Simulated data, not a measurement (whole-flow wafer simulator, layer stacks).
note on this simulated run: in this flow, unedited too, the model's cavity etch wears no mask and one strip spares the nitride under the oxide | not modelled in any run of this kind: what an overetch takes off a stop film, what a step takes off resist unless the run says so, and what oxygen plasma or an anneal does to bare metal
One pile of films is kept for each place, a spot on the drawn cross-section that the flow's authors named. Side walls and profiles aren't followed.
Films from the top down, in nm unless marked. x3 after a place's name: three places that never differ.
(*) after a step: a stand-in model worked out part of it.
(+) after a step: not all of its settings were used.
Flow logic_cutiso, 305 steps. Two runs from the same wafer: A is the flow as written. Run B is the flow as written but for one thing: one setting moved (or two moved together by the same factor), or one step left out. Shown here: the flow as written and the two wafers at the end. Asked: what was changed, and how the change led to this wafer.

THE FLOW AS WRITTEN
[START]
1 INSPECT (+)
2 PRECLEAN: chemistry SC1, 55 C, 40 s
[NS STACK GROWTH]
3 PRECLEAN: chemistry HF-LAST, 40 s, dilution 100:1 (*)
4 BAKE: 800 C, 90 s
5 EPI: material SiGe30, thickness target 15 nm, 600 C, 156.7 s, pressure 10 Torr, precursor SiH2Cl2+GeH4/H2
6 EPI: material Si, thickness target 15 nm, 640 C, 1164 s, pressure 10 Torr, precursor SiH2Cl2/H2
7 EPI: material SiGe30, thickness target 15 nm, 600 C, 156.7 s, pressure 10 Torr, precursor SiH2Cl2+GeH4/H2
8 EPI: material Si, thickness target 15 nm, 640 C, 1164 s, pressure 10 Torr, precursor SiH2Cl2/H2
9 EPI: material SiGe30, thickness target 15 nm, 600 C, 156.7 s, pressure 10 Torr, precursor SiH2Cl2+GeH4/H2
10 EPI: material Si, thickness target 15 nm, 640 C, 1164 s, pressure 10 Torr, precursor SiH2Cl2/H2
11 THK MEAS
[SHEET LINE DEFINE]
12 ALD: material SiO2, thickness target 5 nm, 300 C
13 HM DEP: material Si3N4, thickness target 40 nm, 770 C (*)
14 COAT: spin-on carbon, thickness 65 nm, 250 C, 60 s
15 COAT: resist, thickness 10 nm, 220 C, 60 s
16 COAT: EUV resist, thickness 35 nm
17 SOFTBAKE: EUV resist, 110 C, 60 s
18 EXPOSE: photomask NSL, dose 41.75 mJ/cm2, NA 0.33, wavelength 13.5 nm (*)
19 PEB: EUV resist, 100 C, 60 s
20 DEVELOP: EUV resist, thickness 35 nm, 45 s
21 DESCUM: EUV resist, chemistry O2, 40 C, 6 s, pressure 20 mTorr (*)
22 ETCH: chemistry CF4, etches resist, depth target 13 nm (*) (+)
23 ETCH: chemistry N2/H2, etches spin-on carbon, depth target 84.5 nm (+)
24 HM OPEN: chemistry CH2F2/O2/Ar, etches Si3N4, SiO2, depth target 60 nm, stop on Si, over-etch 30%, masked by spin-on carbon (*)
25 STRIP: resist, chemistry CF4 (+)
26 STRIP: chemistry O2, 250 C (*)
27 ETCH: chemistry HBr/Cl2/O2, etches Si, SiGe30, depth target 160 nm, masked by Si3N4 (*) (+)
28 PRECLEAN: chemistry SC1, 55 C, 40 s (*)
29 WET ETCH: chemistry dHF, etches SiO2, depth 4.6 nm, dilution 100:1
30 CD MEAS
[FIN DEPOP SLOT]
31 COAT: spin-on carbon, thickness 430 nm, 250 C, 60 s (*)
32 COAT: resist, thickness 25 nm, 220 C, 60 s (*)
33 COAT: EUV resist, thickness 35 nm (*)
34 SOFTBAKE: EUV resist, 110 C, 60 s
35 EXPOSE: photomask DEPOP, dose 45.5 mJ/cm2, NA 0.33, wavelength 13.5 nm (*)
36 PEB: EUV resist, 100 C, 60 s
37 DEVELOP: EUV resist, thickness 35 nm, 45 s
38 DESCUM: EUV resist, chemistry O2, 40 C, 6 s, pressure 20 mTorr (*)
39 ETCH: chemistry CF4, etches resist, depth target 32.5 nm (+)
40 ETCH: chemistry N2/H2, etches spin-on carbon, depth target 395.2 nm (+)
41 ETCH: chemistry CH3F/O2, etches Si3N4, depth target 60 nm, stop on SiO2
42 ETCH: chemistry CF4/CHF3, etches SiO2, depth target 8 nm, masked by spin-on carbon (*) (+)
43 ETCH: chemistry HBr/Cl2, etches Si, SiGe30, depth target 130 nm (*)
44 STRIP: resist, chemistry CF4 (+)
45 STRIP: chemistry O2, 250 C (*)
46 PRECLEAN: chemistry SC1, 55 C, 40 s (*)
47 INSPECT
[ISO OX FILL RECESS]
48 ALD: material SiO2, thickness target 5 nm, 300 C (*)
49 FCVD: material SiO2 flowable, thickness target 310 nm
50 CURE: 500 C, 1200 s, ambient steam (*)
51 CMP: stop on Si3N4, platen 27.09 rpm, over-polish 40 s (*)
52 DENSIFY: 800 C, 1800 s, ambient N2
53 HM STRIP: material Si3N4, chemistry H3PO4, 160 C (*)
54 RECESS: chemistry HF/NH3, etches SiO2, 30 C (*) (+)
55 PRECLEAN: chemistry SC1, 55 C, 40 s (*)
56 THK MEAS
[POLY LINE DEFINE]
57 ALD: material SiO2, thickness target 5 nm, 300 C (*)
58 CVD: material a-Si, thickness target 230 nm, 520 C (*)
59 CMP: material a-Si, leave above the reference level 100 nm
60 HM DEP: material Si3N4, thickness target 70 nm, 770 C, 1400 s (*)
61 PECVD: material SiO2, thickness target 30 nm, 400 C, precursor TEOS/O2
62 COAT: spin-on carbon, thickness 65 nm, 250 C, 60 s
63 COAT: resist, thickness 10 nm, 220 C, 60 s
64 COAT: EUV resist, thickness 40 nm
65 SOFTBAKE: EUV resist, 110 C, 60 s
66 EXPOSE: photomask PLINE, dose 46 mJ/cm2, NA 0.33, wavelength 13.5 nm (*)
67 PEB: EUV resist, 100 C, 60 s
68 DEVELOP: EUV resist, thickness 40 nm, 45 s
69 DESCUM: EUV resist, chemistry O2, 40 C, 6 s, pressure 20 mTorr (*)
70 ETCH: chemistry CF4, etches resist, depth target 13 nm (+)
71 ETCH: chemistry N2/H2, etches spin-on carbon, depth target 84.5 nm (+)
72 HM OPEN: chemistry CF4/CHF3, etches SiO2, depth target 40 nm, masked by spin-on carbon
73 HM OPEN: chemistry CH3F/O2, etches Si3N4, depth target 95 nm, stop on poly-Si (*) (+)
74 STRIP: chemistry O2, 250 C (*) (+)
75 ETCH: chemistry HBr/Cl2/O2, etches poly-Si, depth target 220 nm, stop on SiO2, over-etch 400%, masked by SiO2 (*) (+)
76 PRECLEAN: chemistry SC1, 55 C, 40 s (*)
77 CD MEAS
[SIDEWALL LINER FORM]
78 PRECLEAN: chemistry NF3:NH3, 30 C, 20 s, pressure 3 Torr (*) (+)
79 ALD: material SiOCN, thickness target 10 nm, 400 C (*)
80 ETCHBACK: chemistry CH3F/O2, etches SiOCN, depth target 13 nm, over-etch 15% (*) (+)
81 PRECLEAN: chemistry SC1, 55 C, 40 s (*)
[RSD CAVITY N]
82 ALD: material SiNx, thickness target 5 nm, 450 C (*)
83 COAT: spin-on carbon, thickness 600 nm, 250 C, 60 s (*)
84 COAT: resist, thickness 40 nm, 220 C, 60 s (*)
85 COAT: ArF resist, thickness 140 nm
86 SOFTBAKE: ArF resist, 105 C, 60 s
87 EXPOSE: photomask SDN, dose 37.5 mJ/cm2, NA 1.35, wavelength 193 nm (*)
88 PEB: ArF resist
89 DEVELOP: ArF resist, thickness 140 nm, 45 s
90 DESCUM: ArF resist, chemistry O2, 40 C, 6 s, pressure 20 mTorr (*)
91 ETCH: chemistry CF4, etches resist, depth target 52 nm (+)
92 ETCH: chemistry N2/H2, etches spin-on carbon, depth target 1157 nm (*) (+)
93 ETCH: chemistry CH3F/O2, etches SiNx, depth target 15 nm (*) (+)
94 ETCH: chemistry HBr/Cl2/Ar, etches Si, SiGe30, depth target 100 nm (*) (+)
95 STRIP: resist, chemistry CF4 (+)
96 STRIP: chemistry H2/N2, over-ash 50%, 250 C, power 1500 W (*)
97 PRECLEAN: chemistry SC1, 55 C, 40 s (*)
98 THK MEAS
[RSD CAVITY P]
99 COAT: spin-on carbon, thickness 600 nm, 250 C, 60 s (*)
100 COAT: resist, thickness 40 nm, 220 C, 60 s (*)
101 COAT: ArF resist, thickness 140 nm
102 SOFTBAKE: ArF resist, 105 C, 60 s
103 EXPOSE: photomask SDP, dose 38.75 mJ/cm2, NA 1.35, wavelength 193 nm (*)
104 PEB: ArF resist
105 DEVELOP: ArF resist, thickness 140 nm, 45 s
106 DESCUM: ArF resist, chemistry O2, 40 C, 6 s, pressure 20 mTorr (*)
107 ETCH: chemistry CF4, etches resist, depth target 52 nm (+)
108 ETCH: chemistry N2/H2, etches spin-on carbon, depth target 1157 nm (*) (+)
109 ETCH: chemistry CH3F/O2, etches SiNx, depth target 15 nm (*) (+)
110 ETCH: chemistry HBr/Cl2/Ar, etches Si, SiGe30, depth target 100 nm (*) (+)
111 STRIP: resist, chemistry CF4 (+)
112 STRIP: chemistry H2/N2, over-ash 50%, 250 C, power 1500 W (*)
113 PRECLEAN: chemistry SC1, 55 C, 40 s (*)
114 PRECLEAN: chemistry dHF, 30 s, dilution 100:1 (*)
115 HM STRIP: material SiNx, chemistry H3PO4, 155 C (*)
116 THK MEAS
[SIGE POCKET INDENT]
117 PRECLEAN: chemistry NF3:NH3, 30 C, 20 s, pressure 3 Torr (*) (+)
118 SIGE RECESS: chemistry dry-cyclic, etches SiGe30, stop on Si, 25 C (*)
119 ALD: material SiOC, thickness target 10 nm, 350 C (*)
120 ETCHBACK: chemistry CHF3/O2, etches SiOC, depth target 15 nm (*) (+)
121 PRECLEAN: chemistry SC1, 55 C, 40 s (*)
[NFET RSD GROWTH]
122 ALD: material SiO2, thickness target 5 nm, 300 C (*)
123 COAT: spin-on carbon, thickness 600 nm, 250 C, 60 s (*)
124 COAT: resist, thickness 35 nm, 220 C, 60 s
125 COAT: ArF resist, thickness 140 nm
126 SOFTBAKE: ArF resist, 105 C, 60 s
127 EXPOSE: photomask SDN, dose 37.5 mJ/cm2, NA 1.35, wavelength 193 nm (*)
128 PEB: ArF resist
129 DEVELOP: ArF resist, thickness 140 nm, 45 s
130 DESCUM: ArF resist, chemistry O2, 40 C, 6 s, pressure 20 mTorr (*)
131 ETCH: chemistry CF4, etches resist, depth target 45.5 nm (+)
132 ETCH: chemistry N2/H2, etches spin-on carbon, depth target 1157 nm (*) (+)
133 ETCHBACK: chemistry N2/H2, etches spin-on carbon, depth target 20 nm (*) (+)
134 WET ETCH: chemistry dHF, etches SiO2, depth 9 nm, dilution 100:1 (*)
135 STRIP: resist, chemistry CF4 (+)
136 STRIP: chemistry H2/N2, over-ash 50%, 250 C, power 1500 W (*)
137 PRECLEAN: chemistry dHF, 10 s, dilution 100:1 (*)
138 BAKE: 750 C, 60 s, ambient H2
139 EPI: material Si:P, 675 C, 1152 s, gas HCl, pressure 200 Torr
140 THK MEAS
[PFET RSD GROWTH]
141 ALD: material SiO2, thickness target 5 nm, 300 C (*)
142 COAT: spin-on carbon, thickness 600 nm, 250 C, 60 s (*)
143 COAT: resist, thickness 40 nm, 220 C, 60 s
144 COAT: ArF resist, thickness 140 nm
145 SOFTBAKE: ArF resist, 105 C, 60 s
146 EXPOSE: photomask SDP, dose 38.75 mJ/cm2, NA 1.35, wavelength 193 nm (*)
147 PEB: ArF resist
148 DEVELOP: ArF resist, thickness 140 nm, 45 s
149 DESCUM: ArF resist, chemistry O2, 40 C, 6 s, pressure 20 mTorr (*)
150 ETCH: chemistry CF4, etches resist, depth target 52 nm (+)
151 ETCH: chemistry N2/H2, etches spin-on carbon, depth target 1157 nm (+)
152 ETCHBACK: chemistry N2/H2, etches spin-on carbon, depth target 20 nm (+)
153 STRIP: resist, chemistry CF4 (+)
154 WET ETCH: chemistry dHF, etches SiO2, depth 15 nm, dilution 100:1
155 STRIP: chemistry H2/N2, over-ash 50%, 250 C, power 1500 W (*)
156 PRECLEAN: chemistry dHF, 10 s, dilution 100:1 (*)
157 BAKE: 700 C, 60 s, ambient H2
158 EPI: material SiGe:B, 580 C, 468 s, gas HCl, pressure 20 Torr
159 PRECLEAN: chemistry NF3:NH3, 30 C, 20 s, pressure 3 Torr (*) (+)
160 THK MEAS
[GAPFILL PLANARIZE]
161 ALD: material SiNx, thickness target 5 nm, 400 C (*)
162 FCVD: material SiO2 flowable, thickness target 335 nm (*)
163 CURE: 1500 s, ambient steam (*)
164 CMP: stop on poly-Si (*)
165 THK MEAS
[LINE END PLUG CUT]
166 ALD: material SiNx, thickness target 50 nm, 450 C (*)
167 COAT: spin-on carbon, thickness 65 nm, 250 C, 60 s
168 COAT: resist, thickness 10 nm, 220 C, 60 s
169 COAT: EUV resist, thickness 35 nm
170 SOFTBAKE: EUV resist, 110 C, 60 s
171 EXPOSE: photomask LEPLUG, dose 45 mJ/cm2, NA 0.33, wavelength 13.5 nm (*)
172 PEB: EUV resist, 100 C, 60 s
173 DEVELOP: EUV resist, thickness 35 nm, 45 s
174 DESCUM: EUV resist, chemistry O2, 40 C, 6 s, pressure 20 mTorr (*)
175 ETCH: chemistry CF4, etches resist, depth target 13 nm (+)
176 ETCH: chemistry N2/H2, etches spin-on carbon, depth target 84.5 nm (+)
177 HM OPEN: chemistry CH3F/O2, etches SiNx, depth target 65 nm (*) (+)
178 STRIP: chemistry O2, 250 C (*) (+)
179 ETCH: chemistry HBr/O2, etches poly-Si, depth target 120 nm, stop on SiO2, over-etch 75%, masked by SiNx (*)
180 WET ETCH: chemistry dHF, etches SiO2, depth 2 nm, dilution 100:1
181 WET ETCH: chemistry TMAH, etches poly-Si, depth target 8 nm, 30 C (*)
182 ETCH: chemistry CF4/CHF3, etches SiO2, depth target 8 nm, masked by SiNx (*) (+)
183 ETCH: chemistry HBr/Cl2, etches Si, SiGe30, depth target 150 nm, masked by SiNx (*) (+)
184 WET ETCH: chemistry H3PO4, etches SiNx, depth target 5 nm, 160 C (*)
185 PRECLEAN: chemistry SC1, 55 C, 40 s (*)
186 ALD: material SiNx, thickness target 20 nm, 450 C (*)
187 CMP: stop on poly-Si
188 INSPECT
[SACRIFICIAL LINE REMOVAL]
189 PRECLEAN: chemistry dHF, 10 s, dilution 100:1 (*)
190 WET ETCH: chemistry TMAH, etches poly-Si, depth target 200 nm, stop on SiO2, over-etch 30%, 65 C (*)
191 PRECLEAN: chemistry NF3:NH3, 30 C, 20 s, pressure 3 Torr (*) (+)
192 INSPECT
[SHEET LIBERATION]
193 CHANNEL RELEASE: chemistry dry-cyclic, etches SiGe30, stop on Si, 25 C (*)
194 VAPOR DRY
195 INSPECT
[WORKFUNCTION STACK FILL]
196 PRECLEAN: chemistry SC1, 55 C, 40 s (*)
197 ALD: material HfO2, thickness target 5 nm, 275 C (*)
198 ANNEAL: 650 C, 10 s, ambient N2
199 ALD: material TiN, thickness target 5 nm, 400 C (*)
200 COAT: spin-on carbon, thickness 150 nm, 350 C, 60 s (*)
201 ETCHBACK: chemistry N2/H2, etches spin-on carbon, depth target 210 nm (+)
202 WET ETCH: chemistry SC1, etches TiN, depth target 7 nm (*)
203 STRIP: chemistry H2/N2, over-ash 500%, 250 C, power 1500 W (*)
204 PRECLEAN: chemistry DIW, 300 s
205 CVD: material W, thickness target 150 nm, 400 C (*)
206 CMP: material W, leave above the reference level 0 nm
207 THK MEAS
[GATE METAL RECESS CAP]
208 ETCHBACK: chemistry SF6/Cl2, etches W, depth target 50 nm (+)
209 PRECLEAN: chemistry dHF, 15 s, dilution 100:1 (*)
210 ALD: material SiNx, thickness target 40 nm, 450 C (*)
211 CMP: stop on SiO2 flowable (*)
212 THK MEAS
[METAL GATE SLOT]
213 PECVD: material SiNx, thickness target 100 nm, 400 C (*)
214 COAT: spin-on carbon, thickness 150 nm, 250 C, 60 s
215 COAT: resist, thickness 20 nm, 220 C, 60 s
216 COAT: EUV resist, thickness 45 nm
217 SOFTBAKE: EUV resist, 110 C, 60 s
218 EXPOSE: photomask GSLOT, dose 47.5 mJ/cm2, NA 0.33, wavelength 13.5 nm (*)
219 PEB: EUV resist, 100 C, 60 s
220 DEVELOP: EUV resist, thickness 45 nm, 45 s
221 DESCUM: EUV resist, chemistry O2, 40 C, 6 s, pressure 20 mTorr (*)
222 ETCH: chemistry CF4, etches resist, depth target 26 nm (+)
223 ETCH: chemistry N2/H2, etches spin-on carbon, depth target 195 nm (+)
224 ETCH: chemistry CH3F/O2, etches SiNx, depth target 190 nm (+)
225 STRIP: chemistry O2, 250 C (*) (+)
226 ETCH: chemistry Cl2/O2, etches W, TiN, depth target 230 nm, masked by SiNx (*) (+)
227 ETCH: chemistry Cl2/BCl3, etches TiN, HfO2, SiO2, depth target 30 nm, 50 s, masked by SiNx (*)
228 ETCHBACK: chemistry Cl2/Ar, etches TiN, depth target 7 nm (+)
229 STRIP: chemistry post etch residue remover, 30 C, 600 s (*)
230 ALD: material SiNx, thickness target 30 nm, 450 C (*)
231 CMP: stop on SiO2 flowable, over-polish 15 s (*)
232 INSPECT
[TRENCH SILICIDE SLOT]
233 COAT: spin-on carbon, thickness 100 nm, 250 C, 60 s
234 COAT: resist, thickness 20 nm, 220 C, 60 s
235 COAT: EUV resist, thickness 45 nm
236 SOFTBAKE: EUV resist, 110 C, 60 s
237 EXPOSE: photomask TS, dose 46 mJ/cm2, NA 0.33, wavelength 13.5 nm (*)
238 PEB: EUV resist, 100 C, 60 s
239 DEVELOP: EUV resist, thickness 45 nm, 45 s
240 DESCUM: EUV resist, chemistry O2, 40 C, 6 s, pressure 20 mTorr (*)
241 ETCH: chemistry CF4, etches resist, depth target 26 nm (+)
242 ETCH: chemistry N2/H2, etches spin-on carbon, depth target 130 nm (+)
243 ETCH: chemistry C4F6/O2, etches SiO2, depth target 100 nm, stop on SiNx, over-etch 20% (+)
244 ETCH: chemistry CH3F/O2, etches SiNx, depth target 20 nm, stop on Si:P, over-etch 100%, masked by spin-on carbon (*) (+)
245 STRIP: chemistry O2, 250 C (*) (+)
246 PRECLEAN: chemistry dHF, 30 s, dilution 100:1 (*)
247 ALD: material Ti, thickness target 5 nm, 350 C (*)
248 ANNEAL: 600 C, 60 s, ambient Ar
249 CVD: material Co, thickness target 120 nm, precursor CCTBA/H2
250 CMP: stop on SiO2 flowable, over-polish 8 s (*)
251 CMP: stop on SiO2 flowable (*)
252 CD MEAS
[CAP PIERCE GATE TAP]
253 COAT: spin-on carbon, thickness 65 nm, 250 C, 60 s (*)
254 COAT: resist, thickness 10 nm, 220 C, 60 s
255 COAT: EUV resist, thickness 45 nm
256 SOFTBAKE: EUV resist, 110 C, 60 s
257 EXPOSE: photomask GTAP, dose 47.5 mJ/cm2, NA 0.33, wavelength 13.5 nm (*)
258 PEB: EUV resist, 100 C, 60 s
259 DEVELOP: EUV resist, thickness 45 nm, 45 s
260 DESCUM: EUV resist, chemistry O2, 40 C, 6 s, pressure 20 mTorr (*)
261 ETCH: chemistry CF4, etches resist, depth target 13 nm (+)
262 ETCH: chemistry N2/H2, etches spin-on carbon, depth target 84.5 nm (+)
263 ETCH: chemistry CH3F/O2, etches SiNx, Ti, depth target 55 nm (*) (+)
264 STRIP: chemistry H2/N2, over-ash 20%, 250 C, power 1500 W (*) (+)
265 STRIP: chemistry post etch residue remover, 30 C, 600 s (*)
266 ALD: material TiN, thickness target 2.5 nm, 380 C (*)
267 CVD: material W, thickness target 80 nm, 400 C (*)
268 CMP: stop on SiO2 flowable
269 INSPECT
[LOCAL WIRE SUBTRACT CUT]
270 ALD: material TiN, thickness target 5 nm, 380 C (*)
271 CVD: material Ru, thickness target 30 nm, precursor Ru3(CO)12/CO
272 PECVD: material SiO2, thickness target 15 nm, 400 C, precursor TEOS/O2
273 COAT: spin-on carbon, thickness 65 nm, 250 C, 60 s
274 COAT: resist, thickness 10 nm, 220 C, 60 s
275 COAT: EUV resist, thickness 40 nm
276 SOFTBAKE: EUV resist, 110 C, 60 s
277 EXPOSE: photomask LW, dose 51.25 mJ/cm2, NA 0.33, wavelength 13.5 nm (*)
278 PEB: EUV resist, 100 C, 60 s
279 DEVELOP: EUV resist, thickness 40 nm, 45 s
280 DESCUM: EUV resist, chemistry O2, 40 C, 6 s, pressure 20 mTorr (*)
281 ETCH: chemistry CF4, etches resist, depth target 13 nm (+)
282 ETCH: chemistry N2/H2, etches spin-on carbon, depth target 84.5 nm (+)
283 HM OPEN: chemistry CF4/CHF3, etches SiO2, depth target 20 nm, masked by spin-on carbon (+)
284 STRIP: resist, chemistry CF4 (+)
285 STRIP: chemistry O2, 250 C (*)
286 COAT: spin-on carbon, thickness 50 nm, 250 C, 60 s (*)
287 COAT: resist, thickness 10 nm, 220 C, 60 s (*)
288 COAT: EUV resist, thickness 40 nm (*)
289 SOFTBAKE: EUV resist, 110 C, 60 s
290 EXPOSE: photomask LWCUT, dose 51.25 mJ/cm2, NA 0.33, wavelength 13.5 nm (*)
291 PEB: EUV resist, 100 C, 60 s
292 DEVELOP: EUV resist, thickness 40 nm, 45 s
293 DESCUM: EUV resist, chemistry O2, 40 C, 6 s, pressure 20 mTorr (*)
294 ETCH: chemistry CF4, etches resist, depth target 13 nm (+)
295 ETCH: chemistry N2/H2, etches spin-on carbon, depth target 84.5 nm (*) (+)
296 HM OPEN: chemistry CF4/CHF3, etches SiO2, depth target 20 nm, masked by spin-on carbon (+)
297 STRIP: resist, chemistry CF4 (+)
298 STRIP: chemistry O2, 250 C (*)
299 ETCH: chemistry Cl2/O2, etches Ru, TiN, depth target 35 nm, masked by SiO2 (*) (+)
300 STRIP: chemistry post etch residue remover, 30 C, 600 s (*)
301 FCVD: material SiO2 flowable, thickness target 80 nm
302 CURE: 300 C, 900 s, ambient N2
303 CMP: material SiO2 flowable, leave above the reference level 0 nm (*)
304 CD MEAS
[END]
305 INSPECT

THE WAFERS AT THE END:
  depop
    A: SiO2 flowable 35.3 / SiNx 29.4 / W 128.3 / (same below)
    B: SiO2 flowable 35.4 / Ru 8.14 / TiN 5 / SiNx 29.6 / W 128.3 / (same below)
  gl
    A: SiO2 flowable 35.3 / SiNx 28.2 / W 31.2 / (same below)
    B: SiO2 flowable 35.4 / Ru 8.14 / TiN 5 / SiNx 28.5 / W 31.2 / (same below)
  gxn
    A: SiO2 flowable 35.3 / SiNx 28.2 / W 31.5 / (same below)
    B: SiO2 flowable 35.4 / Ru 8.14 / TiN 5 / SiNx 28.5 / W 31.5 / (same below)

The cause: step 271, CVD: thickness target 43.5 nm was run, where the flow has thickness target 30 nm.

How the change led to this, step by step:
  271 CVD: material Ru, thickness target 30 nm, precursor Ru3(CO)12/CO
      depop, dpovl, gfld and 19 more: A Ru +30 (new film) | B Ru +43.5 (new film)
  299 ETCH: chemistry Cl2/O2, etches Ru, TiN, depth target 35 nm, masked by SiO2 (*) (+)
      depop, dpovl, gfld and 15 more: A Ru -29.6 (all of it), TiN -5 (all of it) | B Ru -35
  301 FCVD: material SiO2 flowable, thickness target 80 nm
      iso, rsdx: A SiO2 flowable +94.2 | B SiO2 flowable +94.3 (new film)
Counting metal films that touch as one body, depop has 2 bodies (between them, from the top down: SiNx 29.6); the flow as written gives 1 body.
Counting metal films that touch as one body, gl has 5 bodies (between them, from the top down: SiNx 28.5; HfO2 5 / chemical SiO2 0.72 / Si 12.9 / chemical SiO2 0.8 / HfO2 5; HfO2 5 / chemical SiO2 0.8 / Si 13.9 / chemical SiO2 0.8 / HfO2 5; HfO2 5 / chemical SiO2 0.8 / Si 13.9 / chemical SiO2 0.8 / HfO2 5); the flow as written gives 4 bodies (between them, from the top down: HfO2 5 / chemical SiO2 0.72 / Si 12.9 / chemical SiO2 0.8 / HfO2 5; HfO2 5 / chemical SiO2 0.8 / Si 13.9 / chemical SiO2 0.8 / HfO2 5; HfO2 5 / chemical SiO2 0.8 / Si 13.9 / chemical SiO2 0.8 / HfO2 5).
Counting metal films that touch as one body, gxn has 5 bodies (between them, from the top down: SiNx 28.5; HfO2 5 / chemical SiO2 0.72 / Si 12.9 / chemical SiO2 0.8 / HfO2 5; HfO2 5 / chemical SiO2 0.8 / Si 13.9 / chemical SiO2 0.8 / HfO2 5; HfO2 5 / chemical SiO2 0.8 / Si 13.9 / chemical SiO2 0.8 / HfO2 5); the flow as written gives 4 bodies (between them, from the top down: HfO2 5 / chemical SiO2 0.72 / Si 12.9 / chemical SiO2 0.8 / HfO2 5; HfO2 5 / chemical SiO2 0.8 / Si 13.9 / chemical SiO2 0.8 / HfO2 5; HfO2 5 / chemical SiO2 0.8 / Si 13.9 / chemical SiO2 0.8 / HfO2 5).
